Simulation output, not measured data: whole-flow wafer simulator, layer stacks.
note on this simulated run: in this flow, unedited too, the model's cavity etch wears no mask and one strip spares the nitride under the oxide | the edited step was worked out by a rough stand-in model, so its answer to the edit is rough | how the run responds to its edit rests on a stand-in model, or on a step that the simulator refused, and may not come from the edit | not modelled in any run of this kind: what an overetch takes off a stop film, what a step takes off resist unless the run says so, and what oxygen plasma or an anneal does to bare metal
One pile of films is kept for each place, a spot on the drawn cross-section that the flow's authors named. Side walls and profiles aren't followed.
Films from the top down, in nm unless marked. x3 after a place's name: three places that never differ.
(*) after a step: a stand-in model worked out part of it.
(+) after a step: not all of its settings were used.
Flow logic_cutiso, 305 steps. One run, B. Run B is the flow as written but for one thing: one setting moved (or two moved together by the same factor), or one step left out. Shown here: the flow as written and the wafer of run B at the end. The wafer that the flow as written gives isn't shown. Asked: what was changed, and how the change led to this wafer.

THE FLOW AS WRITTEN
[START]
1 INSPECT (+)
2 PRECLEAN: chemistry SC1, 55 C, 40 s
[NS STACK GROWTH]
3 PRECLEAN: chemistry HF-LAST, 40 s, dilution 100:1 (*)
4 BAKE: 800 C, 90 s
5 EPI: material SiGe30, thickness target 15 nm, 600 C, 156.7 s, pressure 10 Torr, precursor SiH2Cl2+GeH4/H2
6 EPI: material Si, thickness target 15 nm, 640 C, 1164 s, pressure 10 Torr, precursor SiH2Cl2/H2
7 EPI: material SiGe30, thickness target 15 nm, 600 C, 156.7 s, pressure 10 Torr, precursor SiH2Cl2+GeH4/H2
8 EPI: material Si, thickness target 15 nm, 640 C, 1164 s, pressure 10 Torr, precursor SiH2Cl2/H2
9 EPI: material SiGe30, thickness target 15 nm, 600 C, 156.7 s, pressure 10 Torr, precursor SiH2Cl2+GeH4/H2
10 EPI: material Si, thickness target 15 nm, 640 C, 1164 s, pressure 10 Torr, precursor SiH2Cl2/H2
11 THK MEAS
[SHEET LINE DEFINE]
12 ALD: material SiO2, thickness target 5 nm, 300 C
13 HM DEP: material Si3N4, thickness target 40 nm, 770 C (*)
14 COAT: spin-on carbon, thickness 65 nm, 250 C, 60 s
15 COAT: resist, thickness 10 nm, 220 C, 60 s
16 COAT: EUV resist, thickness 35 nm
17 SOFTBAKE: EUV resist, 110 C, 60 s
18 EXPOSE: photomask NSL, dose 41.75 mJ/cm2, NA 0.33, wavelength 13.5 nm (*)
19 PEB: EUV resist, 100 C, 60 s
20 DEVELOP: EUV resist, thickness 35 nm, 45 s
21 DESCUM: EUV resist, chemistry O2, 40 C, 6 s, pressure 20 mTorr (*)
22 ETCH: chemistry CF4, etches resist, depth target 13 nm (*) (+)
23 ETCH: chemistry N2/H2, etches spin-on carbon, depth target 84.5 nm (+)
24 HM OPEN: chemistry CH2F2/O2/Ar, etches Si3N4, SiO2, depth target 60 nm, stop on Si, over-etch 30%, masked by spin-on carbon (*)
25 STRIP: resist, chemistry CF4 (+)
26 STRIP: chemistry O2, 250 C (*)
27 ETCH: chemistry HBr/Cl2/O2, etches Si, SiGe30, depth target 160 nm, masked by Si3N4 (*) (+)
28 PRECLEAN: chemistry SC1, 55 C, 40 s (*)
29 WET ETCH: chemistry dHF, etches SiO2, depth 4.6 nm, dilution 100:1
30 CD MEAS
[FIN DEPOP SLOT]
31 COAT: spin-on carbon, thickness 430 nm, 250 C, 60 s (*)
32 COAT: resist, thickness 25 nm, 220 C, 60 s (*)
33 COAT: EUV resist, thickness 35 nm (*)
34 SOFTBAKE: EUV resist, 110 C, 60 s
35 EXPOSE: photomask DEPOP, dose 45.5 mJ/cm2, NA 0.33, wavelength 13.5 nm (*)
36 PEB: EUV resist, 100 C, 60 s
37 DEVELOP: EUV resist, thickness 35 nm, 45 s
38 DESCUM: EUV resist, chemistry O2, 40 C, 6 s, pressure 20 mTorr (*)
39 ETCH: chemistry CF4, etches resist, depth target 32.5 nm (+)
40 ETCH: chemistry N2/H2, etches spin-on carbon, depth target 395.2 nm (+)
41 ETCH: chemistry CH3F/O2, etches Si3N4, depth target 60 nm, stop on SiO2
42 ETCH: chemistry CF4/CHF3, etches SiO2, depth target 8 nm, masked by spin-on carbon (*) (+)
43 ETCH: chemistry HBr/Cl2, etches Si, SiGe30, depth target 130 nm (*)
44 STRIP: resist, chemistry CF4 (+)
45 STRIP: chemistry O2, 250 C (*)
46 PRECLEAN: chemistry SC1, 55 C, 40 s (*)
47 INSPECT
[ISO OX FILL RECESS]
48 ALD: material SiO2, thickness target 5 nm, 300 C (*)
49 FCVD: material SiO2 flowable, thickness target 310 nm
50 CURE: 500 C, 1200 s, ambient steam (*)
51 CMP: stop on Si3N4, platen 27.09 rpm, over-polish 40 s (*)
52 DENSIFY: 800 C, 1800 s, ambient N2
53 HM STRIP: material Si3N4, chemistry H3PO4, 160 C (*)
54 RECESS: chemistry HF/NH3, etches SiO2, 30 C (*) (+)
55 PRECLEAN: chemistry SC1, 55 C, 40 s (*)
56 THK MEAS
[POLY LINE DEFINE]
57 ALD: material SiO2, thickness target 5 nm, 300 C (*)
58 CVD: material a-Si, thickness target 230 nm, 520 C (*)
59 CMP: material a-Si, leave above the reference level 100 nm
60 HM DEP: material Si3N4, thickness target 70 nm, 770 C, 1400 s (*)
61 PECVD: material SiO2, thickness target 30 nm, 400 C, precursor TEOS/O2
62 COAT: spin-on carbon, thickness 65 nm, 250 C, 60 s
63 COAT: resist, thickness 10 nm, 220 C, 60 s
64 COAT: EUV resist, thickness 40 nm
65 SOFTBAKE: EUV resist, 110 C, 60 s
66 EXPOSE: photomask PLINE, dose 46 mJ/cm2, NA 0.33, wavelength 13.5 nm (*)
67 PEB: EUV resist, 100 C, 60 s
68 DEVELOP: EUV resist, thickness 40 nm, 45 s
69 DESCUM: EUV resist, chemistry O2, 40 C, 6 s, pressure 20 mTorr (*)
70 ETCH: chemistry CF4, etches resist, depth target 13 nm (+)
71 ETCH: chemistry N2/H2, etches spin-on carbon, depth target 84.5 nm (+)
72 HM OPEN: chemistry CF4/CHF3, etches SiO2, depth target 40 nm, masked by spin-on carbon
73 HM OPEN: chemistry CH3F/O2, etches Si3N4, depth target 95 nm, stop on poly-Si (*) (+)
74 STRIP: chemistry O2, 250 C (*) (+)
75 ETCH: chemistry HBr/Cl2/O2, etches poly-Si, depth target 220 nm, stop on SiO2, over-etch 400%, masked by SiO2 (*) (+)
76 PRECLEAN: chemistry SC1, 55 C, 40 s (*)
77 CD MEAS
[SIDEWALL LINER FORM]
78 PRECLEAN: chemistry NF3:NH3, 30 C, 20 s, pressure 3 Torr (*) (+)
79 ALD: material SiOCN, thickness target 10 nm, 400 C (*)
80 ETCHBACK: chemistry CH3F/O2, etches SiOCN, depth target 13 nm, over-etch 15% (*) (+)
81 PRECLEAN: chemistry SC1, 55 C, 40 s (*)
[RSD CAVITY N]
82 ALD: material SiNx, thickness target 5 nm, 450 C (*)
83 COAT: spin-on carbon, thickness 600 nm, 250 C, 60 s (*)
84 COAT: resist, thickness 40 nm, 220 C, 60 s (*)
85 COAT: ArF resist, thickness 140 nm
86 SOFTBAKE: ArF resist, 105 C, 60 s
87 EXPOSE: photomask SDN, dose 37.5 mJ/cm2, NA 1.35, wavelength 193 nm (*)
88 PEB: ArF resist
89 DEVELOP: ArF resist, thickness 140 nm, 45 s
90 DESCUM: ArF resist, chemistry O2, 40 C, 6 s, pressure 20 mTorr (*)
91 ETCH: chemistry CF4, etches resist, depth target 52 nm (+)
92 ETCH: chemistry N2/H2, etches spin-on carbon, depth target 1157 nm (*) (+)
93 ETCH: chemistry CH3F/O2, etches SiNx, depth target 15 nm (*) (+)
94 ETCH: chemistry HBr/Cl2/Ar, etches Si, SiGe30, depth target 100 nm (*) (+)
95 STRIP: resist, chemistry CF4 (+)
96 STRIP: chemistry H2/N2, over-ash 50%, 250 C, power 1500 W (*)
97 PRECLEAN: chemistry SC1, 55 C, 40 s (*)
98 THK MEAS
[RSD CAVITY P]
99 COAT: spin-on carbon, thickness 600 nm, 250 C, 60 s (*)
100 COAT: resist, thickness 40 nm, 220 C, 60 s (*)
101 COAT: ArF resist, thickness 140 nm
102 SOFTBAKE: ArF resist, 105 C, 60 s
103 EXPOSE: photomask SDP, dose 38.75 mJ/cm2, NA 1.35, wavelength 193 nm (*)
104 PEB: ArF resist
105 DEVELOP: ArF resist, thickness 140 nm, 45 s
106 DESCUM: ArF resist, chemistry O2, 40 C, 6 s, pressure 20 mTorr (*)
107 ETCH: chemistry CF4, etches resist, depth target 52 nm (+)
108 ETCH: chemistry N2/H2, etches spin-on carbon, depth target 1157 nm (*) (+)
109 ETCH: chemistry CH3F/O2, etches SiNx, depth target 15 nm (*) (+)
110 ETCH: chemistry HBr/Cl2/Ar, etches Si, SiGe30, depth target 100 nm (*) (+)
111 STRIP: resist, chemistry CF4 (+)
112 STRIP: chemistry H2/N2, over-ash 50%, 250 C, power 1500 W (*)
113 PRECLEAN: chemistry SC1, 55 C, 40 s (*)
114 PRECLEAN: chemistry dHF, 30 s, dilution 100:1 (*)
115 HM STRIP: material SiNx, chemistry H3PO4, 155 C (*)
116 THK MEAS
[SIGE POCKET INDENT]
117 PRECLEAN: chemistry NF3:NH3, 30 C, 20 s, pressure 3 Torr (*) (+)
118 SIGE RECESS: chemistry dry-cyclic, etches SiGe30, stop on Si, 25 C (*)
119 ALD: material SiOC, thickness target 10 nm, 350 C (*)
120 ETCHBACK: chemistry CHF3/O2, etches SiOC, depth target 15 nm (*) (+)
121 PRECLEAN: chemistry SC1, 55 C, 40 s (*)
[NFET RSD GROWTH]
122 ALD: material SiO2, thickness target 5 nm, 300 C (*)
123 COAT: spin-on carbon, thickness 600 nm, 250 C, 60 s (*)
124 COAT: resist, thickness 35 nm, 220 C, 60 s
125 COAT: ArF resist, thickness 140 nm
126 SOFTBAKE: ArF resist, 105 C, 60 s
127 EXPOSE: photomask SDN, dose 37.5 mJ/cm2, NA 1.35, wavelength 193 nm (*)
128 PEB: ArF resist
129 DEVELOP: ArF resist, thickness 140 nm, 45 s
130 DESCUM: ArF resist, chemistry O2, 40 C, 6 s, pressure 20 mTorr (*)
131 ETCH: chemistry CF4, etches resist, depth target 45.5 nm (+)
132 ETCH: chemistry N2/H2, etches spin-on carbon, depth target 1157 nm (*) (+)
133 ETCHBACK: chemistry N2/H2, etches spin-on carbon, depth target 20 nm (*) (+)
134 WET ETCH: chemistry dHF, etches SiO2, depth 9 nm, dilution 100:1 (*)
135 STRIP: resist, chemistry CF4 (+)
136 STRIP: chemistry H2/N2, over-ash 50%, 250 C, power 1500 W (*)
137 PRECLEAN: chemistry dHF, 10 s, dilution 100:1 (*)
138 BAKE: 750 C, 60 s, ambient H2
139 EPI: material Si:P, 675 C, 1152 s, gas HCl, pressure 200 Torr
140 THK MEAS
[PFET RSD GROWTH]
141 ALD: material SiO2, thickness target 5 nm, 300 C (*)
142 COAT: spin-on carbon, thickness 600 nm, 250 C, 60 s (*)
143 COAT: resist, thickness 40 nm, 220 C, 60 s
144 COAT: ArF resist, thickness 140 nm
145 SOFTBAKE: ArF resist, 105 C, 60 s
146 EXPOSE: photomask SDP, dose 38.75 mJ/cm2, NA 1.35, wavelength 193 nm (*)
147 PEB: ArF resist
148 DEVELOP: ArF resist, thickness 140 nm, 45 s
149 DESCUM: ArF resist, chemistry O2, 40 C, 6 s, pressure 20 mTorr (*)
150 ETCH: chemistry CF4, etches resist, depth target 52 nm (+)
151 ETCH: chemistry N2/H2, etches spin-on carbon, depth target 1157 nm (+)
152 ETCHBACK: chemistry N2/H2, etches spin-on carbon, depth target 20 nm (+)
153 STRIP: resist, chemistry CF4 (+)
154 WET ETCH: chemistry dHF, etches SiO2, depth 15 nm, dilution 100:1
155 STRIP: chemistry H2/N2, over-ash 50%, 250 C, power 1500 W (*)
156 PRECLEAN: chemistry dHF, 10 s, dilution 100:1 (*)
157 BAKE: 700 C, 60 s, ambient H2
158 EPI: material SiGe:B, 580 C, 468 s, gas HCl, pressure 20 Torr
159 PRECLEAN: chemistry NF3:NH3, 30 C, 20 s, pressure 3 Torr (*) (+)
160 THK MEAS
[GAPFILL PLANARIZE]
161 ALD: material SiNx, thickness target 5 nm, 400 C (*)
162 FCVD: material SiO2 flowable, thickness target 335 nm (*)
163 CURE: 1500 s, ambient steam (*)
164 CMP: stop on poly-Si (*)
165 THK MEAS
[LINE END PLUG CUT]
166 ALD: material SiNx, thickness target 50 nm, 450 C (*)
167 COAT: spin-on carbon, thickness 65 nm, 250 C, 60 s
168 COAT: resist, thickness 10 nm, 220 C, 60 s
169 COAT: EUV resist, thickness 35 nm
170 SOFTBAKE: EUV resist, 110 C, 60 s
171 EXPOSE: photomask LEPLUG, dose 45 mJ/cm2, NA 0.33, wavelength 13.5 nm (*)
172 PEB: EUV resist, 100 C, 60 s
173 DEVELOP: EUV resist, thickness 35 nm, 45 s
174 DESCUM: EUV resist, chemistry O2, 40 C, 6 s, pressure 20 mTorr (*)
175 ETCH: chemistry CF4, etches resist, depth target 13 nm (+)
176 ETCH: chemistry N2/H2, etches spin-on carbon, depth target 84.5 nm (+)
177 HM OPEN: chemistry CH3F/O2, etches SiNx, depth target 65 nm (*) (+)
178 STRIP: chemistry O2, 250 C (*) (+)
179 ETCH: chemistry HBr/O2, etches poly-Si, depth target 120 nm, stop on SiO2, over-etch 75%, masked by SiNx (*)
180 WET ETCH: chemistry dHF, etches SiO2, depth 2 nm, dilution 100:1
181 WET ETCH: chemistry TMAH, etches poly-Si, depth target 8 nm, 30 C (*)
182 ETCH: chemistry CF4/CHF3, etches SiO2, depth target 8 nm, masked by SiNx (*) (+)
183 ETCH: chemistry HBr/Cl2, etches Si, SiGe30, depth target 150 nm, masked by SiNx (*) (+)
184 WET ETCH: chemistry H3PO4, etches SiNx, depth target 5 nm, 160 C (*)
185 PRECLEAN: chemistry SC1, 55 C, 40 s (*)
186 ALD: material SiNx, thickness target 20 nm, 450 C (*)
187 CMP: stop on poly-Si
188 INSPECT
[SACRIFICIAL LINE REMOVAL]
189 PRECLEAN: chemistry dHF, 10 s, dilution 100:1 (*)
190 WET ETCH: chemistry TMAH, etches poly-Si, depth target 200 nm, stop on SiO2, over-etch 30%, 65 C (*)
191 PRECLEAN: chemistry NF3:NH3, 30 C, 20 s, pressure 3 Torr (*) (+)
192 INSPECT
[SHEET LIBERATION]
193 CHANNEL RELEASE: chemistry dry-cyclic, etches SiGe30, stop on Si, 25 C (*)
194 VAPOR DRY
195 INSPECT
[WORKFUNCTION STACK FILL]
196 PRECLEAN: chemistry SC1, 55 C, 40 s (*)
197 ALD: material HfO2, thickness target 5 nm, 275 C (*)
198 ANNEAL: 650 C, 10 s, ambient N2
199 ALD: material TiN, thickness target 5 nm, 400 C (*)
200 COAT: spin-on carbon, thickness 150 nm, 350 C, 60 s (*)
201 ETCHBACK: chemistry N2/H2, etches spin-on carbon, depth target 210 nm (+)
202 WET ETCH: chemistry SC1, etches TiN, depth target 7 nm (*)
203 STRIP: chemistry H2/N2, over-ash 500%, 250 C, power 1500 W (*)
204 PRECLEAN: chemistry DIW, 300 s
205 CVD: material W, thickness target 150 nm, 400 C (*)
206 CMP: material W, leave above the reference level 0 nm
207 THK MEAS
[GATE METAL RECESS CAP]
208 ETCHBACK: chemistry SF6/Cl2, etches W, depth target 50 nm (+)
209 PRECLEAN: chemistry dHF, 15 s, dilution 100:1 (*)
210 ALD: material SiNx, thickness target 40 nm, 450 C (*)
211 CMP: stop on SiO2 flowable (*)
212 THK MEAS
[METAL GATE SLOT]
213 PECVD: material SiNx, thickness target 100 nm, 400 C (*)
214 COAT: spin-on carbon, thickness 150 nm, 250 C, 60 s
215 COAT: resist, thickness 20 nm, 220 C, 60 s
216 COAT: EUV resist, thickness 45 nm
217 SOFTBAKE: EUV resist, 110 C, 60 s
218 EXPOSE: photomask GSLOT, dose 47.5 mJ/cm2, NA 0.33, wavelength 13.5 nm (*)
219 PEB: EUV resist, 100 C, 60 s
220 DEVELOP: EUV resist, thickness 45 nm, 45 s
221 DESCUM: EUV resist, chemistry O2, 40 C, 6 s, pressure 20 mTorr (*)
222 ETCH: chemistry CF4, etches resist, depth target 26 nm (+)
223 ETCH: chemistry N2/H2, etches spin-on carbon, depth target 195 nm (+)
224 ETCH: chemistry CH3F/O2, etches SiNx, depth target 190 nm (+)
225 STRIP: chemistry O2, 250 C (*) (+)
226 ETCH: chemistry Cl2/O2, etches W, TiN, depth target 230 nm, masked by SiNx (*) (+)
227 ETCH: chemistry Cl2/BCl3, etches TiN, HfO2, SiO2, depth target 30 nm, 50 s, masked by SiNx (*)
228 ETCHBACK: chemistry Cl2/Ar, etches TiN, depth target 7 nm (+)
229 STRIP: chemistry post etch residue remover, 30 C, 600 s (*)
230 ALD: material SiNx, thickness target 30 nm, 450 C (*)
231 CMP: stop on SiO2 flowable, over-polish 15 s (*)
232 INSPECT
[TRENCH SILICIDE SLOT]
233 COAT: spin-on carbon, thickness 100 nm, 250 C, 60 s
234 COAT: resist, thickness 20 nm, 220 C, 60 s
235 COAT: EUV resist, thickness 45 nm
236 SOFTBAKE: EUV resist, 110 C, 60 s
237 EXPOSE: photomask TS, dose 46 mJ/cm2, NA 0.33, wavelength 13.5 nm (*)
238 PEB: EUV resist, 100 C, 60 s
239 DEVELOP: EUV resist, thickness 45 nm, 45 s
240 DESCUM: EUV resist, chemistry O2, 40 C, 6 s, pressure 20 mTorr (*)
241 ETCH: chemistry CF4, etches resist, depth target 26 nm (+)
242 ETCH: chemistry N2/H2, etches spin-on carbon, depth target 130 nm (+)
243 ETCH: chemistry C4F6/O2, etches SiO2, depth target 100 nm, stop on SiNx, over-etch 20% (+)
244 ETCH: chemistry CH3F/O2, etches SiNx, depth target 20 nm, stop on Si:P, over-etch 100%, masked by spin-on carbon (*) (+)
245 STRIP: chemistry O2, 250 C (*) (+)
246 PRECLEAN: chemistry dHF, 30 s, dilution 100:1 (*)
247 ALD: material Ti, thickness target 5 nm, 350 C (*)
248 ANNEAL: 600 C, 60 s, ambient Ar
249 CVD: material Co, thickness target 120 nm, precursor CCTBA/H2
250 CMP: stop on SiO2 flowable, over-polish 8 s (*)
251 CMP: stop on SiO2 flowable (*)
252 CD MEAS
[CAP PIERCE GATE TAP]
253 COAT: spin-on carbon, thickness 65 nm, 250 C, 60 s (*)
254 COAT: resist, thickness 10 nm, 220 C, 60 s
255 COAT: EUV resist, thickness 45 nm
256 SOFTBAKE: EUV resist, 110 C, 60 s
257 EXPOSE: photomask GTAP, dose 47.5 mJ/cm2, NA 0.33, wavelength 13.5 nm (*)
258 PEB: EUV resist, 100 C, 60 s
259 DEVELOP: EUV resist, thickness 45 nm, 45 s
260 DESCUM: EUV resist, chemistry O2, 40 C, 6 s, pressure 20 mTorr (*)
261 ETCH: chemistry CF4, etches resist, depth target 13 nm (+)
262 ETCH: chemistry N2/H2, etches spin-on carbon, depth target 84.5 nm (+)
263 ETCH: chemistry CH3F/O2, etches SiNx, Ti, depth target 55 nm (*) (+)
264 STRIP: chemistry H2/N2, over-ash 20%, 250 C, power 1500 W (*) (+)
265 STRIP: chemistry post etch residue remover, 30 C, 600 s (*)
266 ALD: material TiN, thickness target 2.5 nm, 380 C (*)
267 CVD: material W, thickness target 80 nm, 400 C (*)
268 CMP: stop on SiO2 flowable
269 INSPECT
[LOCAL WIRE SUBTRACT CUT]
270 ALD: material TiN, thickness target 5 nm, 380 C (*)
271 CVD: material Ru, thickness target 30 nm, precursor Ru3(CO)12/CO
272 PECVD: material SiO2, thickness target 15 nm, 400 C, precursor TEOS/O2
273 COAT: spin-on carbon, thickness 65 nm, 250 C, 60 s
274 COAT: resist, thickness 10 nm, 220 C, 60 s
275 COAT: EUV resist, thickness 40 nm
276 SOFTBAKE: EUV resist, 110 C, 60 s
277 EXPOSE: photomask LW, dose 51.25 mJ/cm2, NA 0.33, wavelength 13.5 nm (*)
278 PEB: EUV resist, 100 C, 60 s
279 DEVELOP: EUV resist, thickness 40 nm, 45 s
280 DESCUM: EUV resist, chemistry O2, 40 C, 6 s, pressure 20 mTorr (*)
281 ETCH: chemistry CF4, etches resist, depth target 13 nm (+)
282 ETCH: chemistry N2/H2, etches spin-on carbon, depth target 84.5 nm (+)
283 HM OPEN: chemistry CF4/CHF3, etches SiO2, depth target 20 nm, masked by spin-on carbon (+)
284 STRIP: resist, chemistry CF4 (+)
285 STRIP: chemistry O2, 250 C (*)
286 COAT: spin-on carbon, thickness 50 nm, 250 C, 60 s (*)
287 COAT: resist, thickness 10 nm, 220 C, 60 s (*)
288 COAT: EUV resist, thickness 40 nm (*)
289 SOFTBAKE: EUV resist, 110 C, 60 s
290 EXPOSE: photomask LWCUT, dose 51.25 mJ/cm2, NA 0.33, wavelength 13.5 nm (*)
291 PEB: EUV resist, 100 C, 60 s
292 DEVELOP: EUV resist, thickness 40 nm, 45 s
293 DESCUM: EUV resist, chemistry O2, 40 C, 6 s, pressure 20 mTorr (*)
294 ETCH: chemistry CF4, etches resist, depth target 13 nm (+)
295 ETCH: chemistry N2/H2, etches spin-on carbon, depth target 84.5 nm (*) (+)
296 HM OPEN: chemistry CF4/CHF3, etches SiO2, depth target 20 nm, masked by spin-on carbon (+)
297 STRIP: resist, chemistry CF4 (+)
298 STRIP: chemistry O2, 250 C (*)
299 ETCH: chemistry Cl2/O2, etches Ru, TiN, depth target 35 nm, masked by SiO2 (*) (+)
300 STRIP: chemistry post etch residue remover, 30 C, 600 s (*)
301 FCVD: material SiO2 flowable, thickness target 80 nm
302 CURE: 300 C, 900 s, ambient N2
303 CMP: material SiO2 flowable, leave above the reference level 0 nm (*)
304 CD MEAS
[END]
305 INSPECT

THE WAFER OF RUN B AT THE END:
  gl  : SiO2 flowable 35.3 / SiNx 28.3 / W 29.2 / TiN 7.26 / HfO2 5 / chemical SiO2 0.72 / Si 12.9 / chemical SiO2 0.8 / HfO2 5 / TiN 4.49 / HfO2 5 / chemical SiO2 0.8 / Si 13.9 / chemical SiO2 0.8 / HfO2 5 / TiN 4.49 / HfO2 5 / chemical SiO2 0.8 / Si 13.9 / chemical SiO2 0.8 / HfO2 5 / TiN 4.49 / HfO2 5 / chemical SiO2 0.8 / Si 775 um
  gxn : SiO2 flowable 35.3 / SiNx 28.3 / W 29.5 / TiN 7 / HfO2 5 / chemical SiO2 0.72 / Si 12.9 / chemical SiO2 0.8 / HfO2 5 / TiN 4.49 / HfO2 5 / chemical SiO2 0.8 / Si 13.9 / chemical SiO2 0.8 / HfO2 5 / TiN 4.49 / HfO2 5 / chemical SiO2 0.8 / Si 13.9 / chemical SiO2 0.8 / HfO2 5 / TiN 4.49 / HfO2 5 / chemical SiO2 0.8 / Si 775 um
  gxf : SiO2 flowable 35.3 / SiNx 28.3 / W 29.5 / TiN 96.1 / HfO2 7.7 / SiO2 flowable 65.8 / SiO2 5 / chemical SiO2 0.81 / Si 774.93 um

The cause: step 199, ALD: thickness target 7 nm was run, where the flow has thickness target 5 nm.
It can be read off the wafer: gxn has TiN 7, and step 199 as written asks for 5 nm.

How the change led to this, step by step:
  199 ALD: material TiN, thickness target 5 nm, 400 C (*)
      depop, dpovl, iso and 11 more: TiN +7 (new film) (as written it would be: TiN +5 (new film))
      gl, glp, tap: TiN +7.26 (new film), TiN +4.49 (new film), cavity -4.49 (all of it), TiN +4.49 (new film), cavity -4.49 (all of it), TiN +4.49 (new film), cavity -4.49 (all of it) (as written it would be: TiN +5.26 (new film), TiN +4.49 (new film), cavity -4.49 (all of it), TiN +4.49 (new film), cavity -4.49 (all of it), TiN +4.49 (new film), cavity -4.49 (all of it))
      (and at 5 more places)
  200 COAT: spin-on carbon, thickness 150 nm, 350 C, 60 s (*)
      gl, glp: spin-on carbon +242 (new film) (as written it would be: spin-on carbon +236.9 (new film))
      gxn, gxp: spin-on carbon +242.2 (new film) (as written it would be: spin-on carbon +236.9 (new film))
      (and at 14 more places)
  201 ETCHBACK: chemistry N2/H2, etches spin-on carbon, depth target 210 nm (+)
      lnr, lnrp: spin-on carbon -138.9 (all of it) (as written it would be: spin-on carbon -133.9 (all of it))
      rsdn, rsdw: spin-on carbon -150.9 (all of it) (as written it would be: spin-on carbon -145.8 (all of it))
      (and at 8 more places)
  202 WET ETCH: chemistry SC1, etches TiN, depth target 7 nm (*)
      depop, dpovl, iso and 12 more: TiN -7 (all of it) (as written it would be: TiN -5 (all of it))
  203 STRIP: chemistry H2/N2, over-ash 500%, 250 C, power 1500 W (*)
      gl, glp: spin-on carbon -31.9 (all of it) (as written it would be: spin-on carbon -26.7 (all of it))
      gxn, gxp: spin-on carbon -32 (all of it) (as written it would be: spin-on carbon -26.8 (all of it))
      (and at 3 more places)
  205 CVD: material W, thickness target 150 nm, 400 C (*)
      gxf: W +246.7 (new film) (as written it would be: W +337.8 (new film))
  226 ETCH: chemistry Cl2/O2, etches W, TiN, depth target 230 nm, masked by SiNx (*) (+)
      gfld: W -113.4 (all of it), TiN -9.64 (all of it), HfO2 -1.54 (as written it would be: W -115.4 (all of it), TiN -7.64 (all of it), HfO2 -1.54)
